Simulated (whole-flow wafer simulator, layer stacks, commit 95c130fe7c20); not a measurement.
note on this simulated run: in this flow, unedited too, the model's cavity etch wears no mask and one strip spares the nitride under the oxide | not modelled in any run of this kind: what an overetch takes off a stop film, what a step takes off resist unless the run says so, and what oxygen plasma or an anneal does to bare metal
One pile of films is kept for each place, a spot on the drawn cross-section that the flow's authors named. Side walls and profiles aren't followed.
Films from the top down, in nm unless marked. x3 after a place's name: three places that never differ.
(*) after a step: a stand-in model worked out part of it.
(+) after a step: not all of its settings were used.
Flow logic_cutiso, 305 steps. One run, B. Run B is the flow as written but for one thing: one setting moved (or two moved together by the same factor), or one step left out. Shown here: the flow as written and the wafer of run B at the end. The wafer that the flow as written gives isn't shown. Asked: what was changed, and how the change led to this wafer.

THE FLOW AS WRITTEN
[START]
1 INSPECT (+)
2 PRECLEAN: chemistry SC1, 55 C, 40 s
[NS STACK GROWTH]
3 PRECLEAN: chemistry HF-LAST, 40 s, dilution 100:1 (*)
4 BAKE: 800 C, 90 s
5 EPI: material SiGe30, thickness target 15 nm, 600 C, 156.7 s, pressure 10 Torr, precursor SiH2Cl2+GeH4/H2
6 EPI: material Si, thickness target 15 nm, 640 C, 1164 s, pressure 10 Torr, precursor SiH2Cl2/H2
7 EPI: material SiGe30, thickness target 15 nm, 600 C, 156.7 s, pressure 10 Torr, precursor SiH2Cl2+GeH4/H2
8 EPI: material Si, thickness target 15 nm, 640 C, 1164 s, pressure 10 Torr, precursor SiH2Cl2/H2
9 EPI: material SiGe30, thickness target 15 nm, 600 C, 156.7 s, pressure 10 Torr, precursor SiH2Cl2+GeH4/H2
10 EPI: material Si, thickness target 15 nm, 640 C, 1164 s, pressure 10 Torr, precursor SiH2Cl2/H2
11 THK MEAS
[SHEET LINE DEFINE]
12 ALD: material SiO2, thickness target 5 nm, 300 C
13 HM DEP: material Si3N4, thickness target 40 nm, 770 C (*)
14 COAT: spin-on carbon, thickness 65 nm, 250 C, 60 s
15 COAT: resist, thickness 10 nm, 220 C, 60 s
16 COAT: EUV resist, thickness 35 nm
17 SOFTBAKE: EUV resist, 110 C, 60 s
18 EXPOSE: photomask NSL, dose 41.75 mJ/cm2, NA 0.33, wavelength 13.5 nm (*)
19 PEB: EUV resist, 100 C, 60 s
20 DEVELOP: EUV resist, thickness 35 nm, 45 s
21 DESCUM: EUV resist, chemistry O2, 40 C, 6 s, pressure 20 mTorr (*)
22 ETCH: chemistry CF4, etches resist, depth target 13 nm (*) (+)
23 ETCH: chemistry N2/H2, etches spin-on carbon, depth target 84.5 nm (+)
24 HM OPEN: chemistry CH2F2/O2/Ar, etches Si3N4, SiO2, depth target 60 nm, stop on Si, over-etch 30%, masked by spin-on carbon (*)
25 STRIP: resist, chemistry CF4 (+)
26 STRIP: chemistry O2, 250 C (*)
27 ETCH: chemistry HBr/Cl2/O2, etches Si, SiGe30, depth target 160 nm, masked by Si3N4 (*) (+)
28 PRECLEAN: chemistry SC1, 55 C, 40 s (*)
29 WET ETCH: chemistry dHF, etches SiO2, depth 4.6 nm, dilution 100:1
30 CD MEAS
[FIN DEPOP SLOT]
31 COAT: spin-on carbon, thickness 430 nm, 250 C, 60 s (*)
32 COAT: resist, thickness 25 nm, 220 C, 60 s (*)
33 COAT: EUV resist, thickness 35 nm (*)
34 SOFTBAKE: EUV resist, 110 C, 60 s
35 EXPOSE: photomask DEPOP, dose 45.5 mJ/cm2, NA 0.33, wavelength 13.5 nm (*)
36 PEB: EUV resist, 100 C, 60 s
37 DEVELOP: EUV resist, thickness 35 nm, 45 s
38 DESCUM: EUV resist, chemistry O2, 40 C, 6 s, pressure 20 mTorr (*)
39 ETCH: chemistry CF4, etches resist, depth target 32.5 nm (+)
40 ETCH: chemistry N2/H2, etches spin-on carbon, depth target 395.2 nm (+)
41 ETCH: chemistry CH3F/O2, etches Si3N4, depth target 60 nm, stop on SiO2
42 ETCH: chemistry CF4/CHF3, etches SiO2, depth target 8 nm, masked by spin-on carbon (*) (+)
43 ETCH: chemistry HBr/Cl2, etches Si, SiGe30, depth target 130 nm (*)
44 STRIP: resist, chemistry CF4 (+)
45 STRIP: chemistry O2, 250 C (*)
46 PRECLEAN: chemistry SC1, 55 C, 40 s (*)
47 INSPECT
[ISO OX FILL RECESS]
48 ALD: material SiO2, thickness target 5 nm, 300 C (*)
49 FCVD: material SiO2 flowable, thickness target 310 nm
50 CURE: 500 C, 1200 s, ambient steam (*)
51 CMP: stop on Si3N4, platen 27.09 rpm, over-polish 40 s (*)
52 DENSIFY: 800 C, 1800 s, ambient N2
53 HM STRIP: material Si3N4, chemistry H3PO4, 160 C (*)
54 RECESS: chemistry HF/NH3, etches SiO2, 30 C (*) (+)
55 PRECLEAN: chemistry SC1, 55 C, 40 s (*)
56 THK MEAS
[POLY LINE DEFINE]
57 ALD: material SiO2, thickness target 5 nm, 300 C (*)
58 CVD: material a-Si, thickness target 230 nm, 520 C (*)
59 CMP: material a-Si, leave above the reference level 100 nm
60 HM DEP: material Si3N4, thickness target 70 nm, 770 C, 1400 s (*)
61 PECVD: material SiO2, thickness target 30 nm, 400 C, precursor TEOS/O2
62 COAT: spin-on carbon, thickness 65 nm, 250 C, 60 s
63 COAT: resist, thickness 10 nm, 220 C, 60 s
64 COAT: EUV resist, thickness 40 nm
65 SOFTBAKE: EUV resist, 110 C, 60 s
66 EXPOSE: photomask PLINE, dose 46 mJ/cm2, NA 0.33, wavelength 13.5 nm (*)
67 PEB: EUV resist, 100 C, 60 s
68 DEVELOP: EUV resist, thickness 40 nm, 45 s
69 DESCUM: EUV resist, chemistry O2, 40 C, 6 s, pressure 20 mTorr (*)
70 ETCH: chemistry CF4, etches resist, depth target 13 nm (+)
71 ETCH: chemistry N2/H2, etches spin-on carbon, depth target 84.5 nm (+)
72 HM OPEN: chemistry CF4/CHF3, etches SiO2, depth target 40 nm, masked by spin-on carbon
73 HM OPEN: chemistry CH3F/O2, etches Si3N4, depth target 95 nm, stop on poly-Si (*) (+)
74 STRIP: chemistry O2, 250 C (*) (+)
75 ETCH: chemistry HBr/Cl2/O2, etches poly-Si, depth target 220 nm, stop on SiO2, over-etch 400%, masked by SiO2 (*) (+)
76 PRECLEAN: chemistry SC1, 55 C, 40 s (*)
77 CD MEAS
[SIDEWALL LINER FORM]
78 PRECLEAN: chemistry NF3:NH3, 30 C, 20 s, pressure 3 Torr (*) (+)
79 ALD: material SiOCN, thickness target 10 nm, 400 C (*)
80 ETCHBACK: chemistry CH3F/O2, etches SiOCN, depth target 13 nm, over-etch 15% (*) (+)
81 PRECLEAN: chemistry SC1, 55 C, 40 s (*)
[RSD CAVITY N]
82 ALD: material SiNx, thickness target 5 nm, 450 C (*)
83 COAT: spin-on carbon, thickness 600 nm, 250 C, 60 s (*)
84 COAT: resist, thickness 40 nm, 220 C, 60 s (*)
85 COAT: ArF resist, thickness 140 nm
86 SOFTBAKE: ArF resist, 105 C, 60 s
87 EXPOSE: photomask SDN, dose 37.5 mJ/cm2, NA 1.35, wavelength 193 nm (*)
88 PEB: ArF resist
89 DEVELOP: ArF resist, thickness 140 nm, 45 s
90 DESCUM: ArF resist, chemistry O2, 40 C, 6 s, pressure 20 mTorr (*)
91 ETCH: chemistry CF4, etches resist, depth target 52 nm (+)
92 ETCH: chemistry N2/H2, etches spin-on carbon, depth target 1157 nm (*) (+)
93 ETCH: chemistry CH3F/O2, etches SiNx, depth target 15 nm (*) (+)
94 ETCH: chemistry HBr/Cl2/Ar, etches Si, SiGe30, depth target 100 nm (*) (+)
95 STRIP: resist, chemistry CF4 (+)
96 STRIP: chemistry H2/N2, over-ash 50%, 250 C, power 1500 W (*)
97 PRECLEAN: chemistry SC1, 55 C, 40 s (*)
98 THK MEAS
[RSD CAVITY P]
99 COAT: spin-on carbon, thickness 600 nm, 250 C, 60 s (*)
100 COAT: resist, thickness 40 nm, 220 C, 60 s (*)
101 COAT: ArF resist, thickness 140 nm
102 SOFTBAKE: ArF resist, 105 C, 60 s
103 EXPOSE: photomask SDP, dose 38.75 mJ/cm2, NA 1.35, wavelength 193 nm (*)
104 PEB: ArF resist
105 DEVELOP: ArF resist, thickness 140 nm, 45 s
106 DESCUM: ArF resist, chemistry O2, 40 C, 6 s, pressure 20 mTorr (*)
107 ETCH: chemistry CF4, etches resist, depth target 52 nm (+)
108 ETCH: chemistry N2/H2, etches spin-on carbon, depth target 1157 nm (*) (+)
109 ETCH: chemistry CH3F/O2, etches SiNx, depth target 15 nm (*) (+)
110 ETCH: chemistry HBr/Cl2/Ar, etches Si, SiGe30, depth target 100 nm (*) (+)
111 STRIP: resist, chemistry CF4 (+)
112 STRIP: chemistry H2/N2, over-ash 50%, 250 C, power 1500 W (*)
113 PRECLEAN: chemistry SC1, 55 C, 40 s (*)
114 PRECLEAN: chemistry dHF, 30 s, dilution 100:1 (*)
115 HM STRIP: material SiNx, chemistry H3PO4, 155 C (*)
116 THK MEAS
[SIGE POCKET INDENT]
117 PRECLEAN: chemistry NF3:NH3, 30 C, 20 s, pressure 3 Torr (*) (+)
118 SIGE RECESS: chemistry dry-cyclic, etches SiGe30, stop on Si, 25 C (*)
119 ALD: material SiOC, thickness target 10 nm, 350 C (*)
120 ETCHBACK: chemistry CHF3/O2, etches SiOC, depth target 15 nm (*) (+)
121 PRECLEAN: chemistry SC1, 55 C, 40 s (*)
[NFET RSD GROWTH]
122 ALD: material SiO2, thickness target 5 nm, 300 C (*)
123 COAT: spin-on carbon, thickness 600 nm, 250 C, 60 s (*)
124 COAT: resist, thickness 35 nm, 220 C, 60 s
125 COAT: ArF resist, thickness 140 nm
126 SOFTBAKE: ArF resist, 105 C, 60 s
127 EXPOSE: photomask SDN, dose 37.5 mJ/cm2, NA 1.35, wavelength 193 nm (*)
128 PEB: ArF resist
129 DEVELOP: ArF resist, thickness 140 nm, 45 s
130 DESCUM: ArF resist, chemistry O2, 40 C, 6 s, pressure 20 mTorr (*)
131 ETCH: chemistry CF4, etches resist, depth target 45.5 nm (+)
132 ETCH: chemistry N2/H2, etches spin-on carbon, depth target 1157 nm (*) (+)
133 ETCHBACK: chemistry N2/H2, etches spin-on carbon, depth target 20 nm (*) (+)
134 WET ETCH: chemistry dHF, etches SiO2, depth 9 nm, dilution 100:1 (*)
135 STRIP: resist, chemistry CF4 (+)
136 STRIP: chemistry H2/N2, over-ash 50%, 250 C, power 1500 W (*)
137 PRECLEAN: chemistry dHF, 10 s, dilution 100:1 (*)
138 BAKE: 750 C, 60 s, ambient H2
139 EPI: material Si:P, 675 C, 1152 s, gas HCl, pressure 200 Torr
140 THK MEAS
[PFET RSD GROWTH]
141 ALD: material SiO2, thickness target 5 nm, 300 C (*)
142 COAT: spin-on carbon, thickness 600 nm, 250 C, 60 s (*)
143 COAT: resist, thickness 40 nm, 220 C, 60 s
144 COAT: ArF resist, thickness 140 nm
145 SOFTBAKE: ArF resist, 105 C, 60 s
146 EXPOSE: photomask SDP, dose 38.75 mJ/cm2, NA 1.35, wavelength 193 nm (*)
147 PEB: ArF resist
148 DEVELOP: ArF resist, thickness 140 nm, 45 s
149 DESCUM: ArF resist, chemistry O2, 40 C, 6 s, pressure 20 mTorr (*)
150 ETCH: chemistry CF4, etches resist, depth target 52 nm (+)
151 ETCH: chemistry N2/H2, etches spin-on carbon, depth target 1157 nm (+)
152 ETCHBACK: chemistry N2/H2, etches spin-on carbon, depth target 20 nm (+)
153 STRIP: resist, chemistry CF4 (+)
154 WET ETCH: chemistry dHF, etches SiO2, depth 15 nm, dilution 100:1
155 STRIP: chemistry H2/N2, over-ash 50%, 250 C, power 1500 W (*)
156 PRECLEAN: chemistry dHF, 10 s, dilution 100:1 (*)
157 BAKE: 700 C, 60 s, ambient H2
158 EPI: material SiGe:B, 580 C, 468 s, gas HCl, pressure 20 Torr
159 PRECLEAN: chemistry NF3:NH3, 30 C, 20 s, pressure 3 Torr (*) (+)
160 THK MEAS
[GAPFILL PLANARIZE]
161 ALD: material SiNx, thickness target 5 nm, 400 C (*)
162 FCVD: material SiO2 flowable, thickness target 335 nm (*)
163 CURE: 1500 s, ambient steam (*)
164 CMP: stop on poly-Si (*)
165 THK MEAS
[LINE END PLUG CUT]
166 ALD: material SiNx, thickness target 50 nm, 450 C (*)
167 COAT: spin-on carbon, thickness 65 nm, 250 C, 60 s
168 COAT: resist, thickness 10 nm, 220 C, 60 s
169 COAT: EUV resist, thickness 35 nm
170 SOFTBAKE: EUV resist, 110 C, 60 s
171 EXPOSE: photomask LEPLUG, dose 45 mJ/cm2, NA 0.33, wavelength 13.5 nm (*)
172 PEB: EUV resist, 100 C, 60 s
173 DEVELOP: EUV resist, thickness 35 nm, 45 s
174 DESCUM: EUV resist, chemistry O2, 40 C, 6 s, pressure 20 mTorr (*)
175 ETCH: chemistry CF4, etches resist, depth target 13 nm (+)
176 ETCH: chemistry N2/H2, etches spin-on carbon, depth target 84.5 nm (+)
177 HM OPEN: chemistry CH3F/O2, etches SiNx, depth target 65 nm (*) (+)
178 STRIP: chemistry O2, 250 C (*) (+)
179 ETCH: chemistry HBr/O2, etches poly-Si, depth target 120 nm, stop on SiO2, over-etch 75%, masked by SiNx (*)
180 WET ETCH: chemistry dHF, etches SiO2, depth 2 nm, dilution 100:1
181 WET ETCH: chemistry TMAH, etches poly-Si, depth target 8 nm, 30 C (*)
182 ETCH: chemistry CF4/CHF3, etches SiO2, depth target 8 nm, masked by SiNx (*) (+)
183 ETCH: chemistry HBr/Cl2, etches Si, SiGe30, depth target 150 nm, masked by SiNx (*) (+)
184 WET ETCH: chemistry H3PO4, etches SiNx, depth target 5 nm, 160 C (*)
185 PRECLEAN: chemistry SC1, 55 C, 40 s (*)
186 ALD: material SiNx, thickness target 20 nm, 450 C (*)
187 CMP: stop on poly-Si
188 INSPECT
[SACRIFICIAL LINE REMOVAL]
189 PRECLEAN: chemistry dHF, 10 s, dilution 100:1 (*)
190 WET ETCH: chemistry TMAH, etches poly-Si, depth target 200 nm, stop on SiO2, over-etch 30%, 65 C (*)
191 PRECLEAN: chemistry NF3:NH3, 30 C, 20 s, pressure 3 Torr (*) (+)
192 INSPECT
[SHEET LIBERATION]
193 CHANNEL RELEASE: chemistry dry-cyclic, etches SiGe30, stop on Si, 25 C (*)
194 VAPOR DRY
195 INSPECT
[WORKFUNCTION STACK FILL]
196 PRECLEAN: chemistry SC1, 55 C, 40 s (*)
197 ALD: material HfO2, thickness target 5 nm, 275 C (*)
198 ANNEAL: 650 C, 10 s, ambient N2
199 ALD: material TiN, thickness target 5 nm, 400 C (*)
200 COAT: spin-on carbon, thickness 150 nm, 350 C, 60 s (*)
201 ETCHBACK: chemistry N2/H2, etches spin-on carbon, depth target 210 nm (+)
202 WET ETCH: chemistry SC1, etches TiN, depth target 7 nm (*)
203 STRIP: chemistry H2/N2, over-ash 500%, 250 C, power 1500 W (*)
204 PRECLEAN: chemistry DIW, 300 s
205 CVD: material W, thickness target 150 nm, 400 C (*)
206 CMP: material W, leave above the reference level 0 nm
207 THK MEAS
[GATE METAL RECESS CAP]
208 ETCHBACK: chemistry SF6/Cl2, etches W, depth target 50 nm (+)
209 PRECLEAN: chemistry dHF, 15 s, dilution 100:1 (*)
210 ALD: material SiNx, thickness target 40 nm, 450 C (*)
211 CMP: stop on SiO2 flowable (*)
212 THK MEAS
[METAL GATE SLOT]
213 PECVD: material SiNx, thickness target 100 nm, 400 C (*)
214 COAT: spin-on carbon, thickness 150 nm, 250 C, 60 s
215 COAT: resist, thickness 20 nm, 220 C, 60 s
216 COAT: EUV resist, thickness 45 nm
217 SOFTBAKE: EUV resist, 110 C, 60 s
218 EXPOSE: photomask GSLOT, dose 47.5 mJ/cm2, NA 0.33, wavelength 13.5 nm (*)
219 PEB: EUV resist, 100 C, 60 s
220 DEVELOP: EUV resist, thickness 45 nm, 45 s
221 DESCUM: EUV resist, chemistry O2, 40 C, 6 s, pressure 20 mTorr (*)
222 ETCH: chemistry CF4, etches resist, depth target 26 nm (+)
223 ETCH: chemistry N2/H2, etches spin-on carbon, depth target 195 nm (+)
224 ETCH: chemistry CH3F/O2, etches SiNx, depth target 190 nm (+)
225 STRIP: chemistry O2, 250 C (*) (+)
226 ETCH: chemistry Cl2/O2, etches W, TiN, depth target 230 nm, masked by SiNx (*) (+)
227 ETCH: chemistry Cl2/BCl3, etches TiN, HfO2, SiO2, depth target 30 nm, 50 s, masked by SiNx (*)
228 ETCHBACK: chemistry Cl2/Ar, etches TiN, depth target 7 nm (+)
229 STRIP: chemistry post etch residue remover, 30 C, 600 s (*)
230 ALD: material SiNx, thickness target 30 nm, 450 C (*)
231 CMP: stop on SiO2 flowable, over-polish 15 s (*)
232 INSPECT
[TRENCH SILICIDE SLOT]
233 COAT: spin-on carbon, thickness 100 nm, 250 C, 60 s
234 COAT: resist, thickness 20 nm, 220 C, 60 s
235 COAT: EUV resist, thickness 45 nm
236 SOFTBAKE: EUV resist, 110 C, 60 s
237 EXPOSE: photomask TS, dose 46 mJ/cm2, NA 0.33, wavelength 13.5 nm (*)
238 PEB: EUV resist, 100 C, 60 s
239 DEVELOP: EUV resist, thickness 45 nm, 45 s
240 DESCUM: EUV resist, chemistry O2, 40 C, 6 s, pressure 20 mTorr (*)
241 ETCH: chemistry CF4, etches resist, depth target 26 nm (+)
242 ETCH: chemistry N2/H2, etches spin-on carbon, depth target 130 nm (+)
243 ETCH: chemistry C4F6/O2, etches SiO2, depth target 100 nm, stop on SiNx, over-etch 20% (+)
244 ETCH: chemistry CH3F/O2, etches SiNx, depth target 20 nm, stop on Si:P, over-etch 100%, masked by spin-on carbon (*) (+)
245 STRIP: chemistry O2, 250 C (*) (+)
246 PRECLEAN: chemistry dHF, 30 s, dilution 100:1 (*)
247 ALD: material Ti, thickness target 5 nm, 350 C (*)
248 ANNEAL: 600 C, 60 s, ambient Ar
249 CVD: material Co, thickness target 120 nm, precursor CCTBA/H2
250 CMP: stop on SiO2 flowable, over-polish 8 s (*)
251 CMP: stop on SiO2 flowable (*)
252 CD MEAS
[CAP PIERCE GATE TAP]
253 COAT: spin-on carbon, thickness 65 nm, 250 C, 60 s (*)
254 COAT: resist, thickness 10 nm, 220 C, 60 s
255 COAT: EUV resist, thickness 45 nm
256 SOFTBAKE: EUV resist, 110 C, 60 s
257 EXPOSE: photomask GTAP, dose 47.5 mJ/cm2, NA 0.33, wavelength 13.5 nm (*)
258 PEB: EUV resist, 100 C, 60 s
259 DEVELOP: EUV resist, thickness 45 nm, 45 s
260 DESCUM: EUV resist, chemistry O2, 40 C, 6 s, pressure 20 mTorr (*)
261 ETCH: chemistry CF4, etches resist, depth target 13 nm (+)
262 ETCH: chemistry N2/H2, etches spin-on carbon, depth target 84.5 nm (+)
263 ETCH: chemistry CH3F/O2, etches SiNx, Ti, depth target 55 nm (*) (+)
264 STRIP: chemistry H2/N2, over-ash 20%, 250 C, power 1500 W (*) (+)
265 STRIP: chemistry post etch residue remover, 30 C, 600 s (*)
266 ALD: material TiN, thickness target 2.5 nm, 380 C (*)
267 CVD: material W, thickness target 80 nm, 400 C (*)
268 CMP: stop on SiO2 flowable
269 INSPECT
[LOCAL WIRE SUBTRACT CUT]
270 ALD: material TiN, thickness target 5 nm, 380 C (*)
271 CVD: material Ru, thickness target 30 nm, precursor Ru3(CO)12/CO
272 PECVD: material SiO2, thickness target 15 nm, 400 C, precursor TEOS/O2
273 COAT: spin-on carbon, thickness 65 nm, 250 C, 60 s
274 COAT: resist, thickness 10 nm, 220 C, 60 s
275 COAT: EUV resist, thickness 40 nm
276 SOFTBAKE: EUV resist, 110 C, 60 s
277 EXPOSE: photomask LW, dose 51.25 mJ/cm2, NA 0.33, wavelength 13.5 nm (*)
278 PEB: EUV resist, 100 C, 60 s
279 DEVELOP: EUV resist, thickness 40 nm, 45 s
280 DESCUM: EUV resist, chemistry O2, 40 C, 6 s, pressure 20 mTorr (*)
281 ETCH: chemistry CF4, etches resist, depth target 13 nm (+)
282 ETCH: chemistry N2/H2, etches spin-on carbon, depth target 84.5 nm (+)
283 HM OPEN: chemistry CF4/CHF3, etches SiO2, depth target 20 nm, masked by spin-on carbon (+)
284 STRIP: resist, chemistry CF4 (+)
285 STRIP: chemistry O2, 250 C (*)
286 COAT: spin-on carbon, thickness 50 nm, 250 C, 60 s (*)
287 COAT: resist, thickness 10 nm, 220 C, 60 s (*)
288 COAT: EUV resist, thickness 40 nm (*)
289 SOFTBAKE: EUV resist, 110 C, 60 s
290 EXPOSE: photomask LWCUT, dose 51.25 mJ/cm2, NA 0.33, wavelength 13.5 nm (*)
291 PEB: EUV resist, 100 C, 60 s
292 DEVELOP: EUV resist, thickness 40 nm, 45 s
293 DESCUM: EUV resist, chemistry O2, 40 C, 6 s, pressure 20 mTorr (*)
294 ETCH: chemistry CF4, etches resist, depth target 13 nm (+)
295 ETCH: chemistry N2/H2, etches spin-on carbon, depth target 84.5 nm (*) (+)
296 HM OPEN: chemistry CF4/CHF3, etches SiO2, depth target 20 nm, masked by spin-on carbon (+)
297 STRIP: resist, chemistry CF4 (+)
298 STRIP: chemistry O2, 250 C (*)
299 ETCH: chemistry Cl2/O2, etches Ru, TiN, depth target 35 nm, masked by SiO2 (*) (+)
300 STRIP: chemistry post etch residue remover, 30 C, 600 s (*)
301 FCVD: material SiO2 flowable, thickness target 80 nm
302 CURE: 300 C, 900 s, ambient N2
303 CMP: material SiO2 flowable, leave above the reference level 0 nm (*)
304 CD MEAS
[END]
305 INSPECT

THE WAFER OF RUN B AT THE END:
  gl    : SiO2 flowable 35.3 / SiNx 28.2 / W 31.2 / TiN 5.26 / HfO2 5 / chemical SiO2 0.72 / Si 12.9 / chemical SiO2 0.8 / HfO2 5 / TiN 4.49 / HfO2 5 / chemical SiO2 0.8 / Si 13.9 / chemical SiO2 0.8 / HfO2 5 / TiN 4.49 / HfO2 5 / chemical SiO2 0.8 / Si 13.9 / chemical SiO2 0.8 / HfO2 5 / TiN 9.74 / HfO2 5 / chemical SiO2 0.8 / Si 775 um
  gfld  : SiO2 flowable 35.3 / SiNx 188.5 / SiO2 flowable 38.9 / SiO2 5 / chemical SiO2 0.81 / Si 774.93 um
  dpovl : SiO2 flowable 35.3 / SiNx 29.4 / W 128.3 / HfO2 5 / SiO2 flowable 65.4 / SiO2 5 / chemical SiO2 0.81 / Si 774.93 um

The cause: step 5, EPI: 211.5 s was run, where the flow has 156.7 s.

How the change led to this, step by step:
  5 EPI: material SiGe30, thickness target 15 nm, 600 C, 156.7 s, pressure 10 Torr, precursor SiH2Cl2+GeH4/H2
      depop, dpovl, gfld and 19 more: SiGe30 +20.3 (new film) (as written it would be: SiGe30 +15 (new film))
  27 ETCH: chemistry HBr/Cl2/O2, etches Si, SiGe30, depth target 160 nm, masked by Si3N4 (*) (+)
      gfld, gxf, iso, lnri: chemical SiO2 -0.79 (all of it), Si -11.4 (all of it), SiGe30 -15 (all of it), Si -15 (all of it), SiGe30 -15 (all of it), Si -15 (all of it), SiGe30 -20.3 (all of it), Si -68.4 (as written it would be: chemical SiO2 -0.79 (all of it), Si -11.4 (all of it), SiGe30 -15 (all of it), Si -15 (all of it), SiGe30 -15 (all of it), Si -15 (all of it), SiGe30 -15 (all of it), Si -73.6)
      dpovl, nsgap: chemical SiO2 -0.79 (all of it), Si -11.8 (all of it), SiGe30 -15 (all of it), Si -15 (all of it), SiGe30 -15 (all of it), Si -15 (all of it), SiGe30 -20.3 (all of it), Si -68 (as written it would be: chemical SiO2 -0.79 (all of it), Si -11.8 (all of it), SiGe30 -15 (all of it), Si -15 (all of it), SiGe30 -15 (all of it), Si -15 (all of it), SiGe30 -15 (all of it), Si -73.2)
      (and at 1 more place)
  43 ETCH: chemistry HBr/Cl2, etches Si, SiGe30, depth target 130 nm (*)
      depop: Si -14 (all of it), SiGe30 -15 (all of it), Si -15 (all of it), SiGe30 -15 (all of it), Si -15 (all of it), SiGe30 -20.3 (all of it), Si -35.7 (as written it would be: Si -14 (all of it), SiGe30 -15 (all of it), Si -15 (all of it), SiGe30 -15 (all of it), Si -15 (all of it), SiGe30 -15 (all of it), Si -41)
  94 ETCH: chemistry HBr/Cl2/Ar, etches Si, SiGe30, depth target 100 nm (*) (+)
      rsdn, rsdx: chemical SiO2 -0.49 (all of it), Si -12.8 (all of it), SiGe30 -15 (all of it), Si -15 (all of it), SiGe30 -15 (all of it), Si -15 (all of it), SiGe30 -20.3 (all of it), Si -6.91 (as written it would be: chemical SiO2 -0.49 (all of it), Si -12.8 (all of it), SiGe30 -15 (all of it), Si -15 (all of it), SiGe30 -15 (all of it), Si -15 (all of it), SiGe30 -15 (all of it), Si -12.2)
  110 ETCH: chemistry HBr/Cl2/Ar, etches Si, SiGe30, depth target 100 nm (*) (+)
      rsdp, rsdw: chemical SiO2 -0.49 (all of it), Si -12.8 (all of it), SiGe30 -15 (all of it), Si -15 (all of it), SiGe30 -15 (all of it), Si -15 (all of it), SiGe30 -20.3 (all of it), Si -6.91 (as written it would be: chemical SiO2 -0.49 (all of it), Si -12.8 (all of it), SiGe30 -15 (all of it), Si -15 (all of it), SiGe30 -15 (all of it), Si -15 (all of it), SiGe30 -15 (all of it), Si -12.2)
  118 SIGE RECESS: chemistry dry-cyclic, etches SiGe30, stop on Si, 25 C (*)
      lnr, lnrp, lnrt: SiOCN -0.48, Si -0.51, cavity +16 (new film), SiGe30 -15 (all of it), Si -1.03, cavity +16 (new film), SiGe30 -15 (all of it), Si -1.03, cavity +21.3 (new film), SiGe30 -20.3 (all of it), Si -0.51 (as written it would be: SiOCN -0.48, Si -0.51, cavity +16 (new film), SiGe30 -15 (all of it), Si -1.03, cavity +16 (new film), SiGe30 -15 (all of it), Si -1.03, cavity +16 (new film), SiGe30 -15 (all of it), Si -0.51)
  119 ALD: material SiOC, thickness target 10 nm, 350 C (*)
      lnr, lnrp, lnrt: SiOC +10 (new film), SiOC +16 (new film), cavity -16 (all of it), SiOC +16 (new film), cavity -16 (all of it), SiOC +21.3 (new film), cavity -21.3 (all of it) (as written it would be: SiOC +10 (new film), SiOC +16 (new film), cavity -16 (all of it), SiOC +16 (new film), cavity -16 (all of it), SiOC +16 (new film), cavity -16 (all of it))
  183 ETCH: chemistry HBr/Cl2, etches Si, SiGe30, depth target 150 nm, masked by SiNx (*) (+)
      plug: Si -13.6 (all of it), SiGe30 -15 (all of it), Si -15 (all of it), SiGe30 -15 (all of it), Si -15 (all of it), SiGe30 -20.3 (all of it), Si -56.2 (as written it would be: Si -13.6 (all of it), SiGe30 -15 (all of it), Si -15 (all of it), SiGe30 -15 (all of it), Si -15 (all of it), SiGe30 -15 (all of it), Si -61.4)
  193 CHANNEL RELEASE: chemistry dry-cyclic, etches SiGe30, stop on Si, 25 C (*)
      gl, glp, gxn, gxp, ns, tap: chemical SiO2 +0.8 (new film), Si -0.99, chemical SiO2 +0.8 (new film), cavity +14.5 (new film), chemical SiO2 +0.8 (new film), SiGe30 -15 (all of it), Si -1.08, chemical SiO2 +0.8 (new film), cavity +14.5 (new film), chemical SiO2 +0.8 (new film), SiGe30 -15 (all of it), Si -1.08, chemical SiO2 +0.8 (new film), cavity +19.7 (new film), chemical SiO2 +0.8 (new film), SiGe30 -20.3 (all of it), Si -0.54 (as written it would be: chemical SiO2 +0.8 (new film), Si -0.99, chemical SiO2 +0.8 (new film), cavity +14.5 (new film), chemical SiO2 +0.8 (new film), SiGe30 -15 (all of it), Si -1.08, chemical SiO2 +0.8 (new film), cavity +14.5 (new film), chemical SiO2 +0.8 (new film), SiGe30 -15 (all of it), Si -1.08, chemical SiO2 +0.8 (new film), cavity +14.5 (new film), chemical SiO2 +0.8 (new film), SiGe30 -15 (all of it), Si -0.54)
  199 ALD: material TiN, thickness target 5 nm, 400 C (*)
      gl, glp, tap: TiN +5.26 (new film), TiN +4.49 (new film), cavity -4.49 (all of it), TiN +4.49 (new film), cavity -4.49 (all of it), TiN +9.74 (new film), cavity -9.74 (all of it) (as written it would be: TiN +5.26 (new film), TiN +4.49 (new film), cavity -4.49 (all of it), TiN +4.49 (new film), cavity -4.49 (all of it), TiN +4.49 (new film), cavity -4.49 (all of it))
      gxn, gxp, ns: TiN +5 (new film), TiN +4.49 (new film), cavity -4.49 (all of it), TiN +4.49 (new film), cavity -4.49 (all of it), TiN +9.74 (new film), cavity -9.74 (all of it) (as written it would be: TiN +5 (new film), TiN +4.49 (new film), cavity -4.49 (all of it), TiN +4.49 (new film), cavity -4.49 (all of it), TiN +4.49 (new film), cavity -4.49 (all of it))
